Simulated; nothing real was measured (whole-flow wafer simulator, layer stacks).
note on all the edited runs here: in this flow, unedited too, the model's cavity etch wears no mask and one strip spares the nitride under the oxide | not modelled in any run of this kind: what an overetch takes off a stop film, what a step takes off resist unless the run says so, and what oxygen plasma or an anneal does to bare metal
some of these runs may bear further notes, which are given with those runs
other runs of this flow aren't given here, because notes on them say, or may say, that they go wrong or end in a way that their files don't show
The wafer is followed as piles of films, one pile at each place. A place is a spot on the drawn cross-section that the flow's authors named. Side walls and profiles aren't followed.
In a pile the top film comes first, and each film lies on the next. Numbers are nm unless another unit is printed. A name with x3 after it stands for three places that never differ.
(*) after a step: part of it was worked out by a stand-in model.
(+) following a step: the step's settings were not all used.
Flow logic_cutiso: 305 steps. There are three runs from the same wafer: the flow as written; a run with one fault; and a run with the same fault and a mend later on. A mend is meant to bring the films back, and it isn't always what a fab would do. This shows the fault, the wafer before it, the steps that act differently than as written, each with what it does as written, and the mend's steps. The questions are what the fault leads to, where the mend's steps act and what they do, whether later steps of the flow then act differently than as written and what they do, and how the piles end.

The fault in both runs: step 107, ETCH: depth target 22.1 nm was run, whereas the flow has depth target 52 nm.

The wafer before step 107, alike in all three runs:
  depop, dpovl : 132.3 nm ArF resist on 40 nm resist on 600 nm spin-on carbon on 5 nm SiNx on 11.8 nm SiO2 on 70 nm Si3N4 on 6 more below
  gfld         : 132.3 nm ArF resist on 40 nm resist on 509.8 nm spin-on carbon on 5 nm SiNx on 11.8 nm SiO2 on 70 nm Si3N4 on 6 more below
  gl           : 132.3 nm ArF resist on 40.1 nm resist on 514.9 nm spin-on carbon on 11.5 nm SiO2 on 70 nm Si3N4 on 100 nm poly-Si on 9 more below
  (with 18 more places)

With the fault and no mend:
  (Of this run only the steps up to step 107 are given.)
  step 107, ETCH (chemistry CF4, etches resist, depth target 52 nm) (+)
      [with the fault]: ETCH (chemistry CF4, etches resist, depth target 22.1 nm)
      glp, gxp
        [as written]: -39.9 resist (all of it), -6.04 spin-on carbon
        [with the fault]: -22.1 resist
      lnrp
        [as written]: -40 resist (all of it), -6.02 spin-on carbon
        [with the fault]: -22.1 resist
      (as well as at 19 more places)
  Once step 107 is done, the piles at depop, dpovl, gfld and 19 more depart from the flow's by more than 2% or 0.5 nm, whichever is larger.
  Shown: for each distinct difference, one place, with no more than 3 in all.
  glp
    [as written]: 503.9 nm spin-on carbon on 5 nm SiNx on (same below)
    [with the fault]: 17.8 nm resist on 509.9 nm spin-on carbon on 5 nm SiNx on (same below)
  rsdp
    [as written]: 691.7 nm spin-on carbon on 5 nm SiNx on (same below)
    [with the fault]: 17.8 nm resist on 697.7 nm spin-on carbon on 5 nm SiNx on (same below)
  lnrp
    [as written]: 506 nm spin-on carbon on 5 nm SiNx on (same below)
    [with the fault]: 17.9 nm resist on 512.1 nm spin-on carbon on 5 nm SiNx on (same below)

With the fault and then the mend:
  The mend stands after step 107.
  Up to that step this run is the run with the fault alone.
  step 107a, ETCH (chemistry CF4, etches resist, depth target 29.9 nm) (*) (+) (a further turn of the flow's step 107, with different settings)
      depop, dpovl, gfld and 14 more
        -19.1 ArF resist
      glp
        -17.8 resist (all of it), -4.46 spin-on carbon
      gxp
        -17.8 resist (all of it), -4.45 spin-on carbon
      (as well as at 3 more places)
  Steps later in the flow that act otherwise than as written (2 other steps are not shown; they differ only slightly, by no more than 2% or 0.5 nm, whichever is larger):
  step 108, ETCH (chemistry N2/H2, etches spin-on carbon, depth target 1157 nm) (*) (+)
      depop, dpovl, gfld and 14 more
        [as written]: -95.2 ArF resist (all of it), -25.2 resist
        [with the mend]: -97.5 ArF resist (all of it), -25.2 resist
  By the end, the piles equal the flow's at every place that both follow.
